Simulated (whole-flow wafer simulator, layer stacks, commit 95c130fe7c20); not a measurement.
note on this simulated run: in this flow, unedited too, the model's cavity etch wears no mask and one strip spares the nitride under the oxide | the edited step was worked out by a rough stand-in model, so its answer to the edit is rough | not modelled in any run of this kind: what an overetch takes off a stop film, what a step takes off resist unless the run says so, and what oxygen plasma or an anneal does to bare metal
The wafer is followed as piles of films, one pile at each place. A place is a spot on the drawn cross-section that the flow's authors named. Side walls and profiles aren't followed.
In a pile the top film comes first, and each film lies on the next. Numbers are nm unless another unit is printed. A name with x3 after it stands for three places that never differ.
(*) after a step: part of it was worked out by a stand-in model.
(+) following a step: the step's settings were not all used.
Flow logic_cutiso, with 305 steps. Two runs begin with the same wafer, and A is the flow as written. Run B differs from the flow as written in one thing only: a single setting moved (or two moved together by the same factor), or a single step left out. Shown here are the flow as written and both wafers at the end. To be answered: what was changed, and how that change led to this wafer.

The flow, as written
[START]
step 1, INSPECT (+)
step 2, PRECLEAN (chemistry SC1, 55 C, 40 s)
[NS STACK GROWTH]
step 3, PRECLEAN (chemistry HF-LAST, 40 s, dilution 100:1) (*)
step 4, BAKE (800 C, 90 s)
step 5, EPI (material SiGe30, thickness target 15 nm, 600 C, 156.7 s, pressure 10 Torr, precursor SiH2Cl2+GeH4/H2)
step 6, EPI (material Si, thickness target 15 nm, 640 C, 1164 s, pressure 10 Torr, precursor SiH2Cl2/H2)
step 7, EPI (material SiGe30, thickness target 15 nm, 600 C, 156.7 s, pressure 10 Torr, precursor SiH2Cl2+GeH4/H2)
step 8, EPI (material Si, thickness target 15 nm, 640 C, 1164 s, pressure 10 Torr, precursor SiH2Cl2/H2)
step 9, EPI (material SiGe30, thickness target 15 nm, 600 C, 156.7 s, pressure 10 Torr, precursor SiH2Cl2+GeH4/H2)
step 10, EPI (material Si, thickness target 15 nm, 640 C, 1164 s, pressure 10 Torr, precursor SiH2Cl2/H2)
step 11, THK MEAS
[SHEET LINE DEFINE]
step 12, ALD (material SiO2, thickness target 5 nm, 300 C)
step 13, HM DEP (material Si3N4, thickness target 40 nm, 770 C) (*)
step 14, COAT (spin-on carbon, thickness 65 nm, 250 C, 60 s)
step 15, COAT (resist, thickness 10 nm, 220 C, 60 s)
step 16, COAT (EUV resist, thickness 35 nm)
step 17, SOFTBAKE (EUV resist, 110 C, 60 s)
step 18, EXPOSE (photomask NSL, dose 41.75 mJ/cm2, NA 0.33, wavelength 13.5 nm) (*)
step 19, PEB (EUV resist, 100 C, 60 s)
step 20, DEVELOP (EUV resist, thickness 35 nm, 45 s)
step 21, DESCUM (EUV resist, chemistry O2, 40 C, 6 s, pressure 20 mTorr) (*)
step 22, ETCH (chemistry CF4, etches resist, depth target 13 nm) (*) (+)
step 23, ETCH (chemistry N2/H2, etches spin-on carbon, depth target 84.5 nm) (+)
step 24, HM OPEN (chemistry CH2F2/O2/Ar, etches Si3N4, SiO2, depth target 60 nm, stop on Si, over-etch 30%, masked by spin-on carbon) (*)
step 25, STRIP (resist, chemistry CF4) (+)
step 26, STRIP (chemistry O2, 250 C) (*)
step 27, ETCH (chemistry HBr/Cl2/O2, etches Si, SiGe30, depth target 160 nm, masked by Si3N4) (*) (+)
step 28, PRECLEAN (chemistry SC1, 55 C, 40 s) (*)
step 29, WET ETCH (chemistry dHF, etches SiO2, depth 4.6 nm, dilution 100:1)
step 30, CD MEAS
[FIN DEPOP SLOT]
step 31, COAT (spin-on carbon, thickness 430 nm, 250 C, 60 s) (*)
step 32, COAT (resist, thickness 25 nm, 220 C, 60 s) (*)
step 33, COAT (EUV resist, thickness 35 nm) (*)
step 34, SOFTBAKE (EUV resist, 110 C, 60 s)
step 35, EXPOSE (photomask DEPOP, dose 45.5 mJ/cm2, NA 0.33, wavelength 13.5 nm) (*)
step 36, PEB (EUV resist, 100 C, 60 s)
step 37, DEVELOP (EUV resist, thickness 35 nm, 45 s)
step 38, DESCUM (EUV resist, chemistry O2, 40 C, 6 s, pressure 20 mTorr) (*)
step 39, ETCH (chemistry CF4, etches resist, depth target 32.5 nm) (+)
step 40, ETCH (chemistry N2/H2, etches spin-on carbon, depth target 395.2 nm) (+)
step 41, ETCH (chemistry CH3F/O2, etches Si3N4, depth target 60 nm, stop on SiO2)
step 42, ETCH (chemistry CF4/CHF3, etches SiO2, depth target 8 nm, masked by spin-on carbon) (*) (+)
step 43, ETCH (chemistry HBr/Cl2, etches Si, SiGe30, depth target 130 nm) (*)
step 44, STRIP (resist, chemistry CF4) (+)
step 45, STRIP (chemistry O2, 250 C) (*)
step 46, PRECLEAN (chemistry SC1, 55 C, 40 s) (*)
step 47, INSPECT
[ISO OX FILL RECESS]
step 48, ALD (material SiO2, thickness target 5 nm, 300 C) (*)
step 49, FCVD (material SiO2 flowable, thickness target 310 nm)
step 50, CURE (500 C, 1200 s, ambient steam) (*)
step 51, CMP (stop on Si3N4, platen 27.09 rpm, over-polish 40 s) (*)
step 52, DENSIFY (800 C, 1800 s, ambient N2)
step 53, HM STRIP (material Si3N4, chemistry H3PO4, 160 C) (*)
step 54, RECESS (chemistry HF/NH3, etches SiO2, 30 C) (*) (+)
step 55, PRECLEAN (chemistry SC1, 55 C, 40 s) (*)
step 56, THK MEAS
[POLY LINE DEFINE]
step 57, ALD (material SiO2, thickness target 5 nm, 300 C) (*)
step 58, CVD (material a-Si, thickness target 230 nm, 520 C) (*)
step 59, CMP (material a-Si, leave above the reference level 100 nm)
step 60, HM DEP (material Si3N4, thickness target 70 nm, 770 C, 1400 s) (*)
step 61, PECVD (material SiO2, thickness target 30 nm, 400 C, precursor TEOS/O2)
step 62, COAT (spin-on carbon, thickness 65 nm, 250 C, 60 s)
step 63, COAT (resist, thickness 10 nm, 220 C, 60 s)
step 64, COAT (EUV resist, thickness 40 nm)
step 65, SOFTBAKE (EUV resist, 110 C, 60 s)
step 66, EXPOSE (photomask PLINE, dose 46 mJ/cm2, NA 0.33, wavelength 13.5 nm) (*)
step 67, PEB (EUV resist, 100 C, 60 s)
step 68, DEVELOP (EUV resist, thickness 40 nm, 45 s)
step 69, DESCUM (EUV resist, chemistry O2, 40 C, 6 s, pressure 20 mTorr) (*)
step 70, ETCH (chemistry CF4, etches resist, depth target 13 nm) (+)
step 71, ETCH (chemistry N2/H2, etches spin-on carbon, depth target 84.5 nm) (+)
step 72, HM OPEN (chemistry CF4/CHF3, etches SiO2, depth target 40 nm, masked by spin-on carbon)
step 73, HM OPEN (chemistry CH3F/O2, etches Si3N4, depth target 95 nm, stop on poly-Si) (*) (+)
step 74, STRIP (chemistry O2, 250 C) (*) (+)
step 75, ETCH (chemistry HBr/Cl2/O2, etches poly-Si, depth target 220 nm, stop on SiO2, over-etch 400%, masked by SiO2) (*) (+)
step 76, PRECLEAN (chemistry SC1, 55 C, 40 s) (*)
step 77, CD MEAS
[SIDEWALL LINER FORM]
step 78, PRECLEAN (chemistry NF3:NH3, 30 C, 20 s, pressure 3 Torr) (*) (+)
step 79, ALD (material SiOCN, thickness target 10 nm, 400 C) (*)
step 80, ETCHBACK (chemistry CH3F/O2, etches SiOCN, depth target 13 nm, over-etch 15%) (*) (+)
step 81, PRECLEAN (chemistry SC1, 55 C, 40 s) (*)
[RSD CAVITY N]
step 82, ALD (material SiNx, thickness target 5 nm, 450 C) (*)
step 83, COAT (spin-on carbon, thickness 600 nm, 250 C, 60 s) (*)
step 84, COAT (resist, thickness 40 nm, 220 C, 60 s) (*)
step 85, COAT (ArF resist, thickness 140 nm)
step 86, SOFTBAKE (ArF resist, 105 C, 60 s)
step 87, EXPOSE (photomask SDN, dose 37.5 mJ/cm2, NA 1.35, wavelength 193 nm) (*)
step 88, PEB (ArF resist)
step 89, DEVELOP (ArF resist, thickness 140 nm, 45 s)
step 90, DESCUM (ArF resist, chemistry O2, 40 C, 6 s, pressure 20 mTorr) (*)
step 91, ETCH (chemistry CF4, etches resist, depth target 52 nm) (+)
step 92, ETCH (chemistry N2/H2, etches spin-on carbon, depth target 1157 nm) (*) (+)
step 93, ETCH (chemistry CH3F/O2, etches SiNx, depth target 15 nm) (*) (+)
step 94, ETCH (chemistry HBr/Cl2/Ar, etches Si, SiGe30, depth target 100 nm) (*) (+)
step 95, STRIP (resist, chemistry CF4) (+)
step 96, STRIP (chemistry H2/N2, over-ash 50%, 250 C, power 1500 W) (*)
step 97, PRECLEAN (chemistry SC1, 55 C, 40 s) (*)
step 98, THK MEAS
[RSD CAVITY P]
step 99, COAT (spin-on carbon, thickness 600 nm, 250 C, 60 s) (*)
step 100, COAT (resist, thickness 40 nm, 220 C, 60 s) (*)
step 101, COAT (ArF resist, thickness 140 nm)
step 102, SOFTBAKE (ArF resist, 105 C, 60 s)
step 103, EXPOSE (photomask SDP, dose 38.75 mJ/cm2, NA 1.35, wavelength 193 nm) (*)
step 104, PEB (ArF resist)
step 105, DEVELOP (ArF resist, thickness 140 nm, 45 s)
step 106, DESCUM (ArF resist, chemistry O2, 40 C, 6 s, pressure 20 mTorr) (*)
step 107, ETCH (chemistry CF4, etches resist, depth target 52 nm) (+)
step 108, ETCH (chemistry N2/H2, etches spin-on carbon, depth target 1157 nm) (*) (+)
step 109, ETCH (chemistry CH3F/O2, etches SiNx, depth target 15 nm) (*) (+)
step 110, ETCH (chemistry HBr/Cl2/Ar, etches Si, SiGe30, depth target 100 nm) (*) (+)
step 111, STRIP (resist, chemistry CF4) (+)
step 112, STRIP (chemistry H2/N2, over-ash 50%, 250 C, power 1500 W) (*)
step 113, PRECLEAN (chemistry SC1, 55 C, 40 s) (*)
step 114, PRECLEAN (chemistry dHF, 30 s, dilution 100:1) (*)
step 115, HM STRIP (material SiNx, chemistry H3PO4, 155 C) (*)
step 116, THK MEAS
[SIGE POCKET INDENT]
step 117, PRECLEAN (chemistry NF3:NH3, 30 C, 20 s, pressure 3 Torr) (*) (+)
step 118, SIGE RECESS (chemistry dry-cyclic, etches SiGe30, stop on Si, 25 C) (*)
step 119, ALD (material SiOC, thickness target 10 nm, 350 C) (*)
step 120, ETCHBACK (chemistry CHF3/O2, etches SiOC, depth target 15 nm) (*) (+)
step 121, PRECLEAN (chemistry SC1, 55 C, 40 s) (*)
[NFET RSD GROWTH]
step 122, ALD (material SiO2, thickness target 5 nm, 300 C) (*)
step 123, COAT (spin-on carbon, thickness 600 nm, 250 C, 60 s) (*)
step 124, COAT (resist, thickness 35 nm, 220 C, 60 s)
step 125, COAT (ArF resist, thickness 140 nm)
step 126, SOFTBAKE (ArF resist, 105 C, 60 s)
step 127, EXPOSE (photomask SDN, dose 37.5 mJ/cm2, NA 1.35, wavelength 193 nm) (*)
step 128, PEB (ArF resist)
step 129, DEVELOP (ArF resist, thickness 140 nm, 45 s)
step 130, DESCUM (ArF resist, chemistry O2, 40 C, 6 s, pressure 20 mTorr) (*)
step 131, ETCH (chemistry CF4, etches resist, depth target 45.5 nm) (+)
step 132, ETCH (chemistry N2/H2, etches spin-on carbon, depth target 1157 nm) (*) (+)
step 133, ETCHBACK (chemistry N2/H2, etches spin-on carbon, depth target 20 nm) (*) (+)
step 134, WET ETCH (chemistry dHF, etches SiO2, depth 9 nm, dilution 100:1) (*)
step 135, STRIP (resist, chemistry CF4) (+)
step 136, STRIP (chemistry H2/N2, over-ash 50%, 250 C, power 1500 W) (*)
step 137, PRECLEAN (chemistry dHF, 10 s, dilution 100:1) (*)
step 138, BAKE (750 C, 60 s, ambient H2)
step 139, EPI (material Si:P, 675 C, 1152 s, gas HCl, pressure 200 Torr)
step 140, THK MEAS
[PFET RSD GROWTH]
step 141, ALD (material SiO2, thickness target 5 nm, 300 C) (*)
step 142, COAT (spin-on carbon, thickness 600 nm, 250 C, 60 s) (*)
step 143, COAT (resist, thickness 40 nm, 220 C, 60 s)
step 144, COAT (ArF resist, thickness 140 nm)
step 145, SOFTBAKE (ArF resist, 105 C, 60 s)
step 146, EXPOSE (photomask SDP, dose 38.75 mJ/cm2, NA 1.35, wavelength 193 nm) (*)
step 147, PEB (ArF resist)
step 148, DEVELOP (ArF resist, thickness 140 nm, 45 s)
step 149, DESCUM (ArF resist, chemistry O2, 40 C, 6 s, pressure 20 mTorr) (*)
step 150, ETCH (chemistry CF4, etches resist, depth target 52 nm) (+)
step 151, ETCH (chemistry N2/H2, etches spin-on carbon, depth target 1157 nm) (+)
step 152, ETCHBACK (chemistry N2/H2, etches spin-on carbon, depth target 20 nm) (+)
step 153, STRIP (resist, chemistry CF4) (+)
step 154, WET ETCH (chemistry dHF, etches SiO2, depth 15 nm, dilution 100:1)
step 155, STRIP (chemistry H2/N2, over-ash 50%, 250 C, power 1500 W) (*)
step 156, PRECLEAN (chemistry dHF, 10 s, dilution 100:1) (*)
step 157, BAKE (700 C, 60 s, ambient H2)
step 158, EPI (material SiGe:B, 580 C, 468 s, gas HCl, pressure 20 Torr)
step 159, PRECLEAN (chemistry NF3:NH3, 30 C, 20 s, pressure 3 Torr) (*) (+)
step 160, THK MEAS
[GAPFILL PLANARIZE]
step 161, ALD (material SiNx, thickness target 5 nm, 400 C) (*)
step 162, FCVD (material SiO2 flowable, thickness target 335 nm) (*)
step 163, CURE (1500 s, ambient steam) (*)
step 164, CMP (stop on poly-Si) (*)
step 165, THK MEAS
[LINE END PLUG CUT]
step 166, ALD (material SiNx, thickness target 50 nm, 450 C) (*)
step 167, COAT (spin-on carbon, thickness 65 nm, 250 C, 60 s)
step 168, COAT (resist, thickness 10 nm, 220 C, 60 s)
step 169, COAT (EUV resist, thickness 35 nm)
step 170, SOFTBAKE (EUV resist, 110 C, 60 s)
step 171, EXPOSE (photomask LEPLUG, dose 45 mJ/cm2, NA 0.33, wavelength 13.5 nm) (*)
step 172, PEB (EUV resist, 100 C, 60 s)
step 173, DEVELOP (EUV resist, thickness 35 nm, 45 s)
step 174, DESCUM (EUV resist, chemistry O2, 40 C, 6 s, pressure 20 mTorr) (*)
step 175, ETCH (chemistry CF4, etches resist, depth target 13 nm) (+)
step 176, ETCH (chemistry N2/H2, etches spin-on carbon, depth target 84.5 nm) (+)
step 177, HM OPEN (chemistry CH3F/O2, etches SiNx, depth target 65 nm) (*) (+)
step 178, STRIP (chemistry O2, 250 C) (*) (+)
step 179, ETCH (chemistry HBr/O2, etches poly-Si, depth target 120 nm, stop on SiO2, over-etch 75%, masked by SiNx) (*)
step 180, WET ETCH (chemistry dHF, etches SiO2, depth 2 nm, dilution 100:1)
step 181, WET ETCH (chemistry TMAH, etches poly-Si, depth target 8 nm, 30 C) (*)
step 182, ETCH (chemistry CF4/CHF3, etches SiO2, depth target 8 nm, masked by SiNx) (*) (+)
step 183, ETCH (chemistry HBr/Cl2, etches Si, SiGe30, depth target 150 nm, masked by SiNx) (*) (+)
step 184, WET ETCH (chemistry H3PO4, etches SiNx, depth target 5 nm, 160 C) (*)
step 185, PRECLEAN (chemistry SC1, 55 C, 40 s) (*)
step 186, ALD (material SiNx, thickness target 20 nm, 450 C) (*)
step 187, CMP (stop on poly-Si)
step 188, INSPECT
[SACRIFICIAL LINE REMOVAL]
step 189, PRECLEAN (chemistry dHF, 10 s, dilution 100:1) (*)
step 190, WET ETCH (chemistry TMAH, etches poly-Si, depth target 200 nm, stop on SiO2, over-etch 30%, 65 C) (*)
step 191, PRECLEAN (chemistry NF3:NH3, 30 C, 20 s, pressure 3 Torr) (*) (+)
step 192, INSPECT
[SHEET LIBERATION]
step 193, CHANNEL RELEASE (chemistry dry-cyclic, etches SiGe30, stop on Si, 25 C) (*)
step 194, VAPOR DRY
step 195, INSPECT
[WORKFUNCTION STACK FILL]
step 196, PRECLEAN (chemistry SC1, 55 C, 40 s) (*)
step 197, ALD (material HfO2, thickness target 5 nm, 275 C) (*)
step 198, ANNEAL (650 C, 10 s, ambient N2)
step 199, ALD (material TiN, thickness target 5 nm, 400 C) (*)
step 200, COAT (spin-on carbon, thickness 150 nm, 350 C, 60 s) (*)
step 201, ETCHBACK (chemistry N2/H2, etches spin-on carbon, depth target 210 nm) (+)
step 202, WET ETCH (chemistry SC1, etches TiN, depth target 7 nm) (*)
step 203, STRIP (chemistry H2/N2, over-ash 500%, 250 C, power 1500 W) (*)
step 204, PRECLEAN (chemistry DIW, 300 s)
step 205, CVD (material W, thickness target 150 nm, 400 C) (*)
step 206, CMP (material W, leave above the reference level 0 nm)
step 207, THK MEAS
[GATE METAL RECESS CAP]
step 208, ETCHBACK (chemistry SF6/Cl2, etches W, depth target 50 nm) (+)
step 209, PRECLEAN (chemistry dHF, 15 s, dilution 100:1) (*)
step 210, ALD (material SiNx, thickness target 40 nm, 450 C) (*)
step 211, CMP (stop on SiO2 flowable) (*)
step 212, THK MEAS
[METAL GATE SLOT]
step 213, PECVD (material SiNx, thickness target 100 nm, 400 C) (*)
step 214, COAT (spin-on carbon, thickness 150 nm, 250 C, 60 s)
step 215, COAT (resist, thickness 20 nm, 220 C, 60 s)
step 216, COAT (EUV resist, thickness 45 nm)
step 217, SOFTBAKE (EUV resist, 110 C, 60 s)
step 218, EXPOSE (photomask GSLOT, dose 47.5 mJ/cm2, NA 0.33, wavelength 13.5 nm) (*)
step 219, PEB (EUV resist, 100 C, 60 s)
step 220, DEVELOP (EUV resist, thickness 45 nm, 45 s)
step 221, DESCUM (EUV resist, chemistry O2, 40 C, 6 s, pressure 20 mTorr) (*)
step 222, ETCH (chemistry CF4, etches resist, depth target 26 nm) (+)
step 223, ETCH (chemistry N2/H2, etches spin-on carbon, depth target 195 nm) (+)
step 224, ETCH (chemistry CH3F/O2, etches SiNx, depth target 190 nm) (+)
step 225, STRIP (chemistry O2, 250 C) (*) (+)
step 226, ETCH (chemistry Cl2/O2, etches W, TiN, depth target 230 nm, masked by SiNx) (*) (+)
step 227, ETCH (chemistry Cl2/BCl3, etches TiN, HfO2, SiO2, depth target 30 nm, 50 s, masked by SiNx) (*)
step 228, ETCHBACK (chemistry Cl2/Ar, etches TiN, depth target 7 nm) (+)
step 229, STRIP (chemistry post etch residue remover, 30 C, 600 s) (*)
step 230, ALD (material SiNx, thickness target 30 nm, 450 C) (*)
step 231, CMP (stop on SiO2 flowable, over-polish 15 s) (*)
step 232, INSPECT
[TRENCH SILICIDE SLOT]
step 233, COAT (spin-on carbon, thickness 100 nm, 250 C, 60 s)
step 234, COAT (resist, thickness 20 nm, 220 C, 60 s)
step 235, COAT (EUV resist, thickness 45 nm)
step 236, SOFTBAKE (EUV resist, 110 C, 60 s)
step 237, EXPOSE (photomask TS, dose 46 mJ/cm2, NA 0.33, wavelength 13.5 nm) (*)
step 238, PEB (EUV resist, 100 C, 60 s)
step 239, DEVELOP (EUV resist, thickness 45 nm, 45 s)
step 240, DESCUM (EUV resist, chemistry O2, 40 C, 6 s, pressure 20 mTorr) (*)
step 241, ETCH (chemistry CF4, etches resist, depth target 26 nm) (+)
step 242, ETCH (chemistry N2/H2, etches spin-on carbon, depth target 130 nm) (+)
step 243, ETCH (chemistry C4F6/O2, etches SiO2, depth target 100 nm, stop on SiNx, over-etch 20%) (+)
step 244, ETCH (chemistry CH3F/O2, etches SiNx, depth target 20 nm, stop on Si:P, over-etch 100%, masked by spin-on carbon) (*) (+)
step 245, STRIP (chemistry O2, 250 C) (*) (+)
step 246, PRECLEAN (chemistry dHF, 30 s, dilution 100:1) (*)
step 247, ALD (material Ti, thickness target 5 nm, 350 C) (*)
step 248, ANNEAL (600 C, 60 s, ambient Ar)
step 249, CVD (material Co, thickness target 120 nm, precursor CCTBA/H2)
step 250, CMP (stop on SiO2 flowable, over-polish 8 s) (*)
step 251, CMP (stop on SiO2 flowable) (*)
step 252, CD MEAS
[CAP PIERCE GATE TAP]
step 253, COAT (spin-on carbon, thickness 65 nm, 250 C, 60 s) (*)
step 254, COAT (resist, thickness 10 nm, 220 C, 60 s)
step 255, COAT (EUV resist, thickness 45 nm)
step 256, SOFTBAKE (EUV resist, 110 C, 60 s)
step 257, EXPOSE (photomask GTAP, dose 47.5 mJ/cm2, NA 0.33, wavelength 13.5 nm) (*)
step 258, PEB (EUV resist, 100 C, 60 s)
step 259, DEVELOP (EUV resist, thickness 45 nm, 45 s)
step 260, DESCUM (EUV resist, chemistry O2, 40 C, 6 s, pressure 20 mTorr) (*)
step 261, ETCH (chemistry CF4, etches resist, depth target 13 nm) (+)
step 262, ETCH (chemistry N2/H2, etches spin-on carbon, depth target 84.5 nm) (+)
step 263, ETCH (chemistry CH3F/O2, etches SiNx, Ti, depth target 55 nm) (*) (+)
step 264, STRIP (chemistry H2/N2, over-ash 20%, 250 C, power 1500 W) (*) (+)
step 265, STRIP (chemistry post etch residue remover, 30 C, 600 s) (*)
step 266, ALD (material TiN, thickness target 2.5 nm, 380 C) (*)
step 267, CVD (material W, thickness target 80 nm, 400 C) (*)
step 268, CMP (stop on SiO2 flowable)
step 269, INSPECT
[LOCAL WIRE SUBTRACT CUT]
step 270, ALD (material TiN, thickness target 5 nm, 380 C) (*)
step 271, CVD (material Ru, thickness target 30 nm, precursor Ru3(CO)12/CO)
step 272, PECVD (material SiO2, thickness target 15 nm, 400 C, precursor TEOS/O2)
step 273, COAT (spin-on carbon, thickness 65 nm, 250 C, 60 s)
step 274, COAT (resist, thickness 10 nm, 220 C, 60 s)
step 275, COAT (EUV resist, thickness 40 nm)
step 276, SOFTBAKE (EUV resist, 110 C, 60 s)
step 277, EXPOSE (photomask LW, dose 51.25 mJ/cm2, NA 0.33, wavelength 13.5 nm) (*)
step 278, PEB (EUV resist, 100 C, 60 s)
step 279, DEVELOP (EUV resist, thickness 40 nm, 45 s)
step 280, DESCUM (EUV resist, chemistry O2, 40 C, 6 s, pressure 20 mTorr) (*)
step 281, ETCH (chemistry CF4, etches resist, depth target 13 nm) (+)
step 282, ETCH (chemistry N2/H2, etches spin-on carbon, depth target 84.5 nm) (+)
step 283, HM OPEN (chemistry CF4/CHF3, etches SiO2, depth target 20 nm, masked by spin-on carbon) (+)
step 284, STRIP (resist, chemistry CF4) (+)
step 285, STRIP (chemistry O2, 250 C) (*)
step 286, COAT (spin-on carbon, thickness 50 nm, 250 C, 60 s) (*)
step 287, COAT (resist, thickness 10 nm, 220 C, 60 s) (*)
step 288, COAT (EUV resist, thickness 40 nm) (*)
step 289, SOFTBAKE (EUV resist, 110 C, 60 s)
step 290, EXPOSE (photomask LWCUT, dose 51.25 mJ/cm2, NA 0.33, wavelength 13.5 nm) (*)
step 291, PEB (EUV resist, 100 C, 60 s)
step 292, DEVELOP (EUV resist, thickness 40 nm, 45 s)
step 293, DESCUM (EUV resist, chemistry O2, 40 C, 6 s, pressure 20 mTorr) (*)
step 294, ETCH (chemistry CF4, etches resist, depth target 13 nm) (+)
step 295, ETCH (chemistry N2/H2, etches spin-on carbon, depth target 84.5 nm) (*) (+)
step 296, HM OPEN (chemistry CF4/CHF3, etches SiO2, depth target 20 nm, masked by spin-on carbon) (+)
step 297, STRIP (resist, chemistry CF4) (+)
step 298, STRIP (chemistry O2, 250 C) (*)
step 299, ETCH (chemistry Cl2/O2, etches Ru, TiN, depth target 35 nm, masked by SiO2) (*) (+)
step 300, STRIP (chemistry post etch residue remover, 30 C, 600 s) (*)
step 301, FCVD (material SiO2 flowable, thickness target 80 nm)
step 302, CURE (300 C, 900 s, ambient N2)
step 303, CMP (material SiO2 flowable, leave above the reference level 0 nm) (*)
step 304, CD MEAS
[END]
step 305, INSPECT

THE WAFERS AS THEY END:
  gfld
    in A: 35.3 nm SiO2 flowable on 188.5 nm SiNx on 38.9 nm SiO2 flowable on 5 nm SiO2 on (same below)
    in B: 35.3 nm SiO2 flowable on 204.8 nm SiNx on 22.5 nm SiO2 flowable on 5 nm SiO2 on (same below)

What caused this: step 226, ETCH: depth target 103.5 nm was run, while the flow as written has depth target 230 nm.

The path from the change to this, step by step:
  step 226, ETCH (chemistry Cl2/O2, etches W, TiN, depth target 230 nm, masked by SiNx) (*) (+)
      gfld: A W loses 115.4 (all of it), TiN loses 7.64 (all of it), HfO2 loses 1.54 | B W loses 103.5
      depop, dpovl, gl and 18 more: A SiNx loses 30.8 | B SiNx loses 17.2
  step 227, ETCH (chemistry Cl2/BCl3, etches TiN, HfO2, SiO2, depth target 30 nm, 50 s, masked by SiNx) (*)
      gfld: A HfO2 loses 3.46 (all of it), SiO2 flowable loses 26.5 | B W loses 11.9 (all of it), TiN loses 7.64 (all of it), HfO2 loses 5 (all of it), SiO2 flowable loses 42.9
  step 230, ALD (material SiNx, thickness target 30 nm, 450 C) (*)
      gfld: A SiNx gains 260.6 (new film) | B SiNx gains 290.5 (new film)
  step 231, CMP (stop on SiO2 flowable, over-polish 15 s) (*)
      depop, dpovl, gl and 9 more: A SiNx loses 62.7 | B SiNx loses 76.2
      lnr, lnri, lnrp, lnrt: A SiNx loses 61 (all of it), SiOCN loses 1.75 | B SiNx loses 74.5 (all of it), SiOCN loses 1.75
      (also at 6 further places)
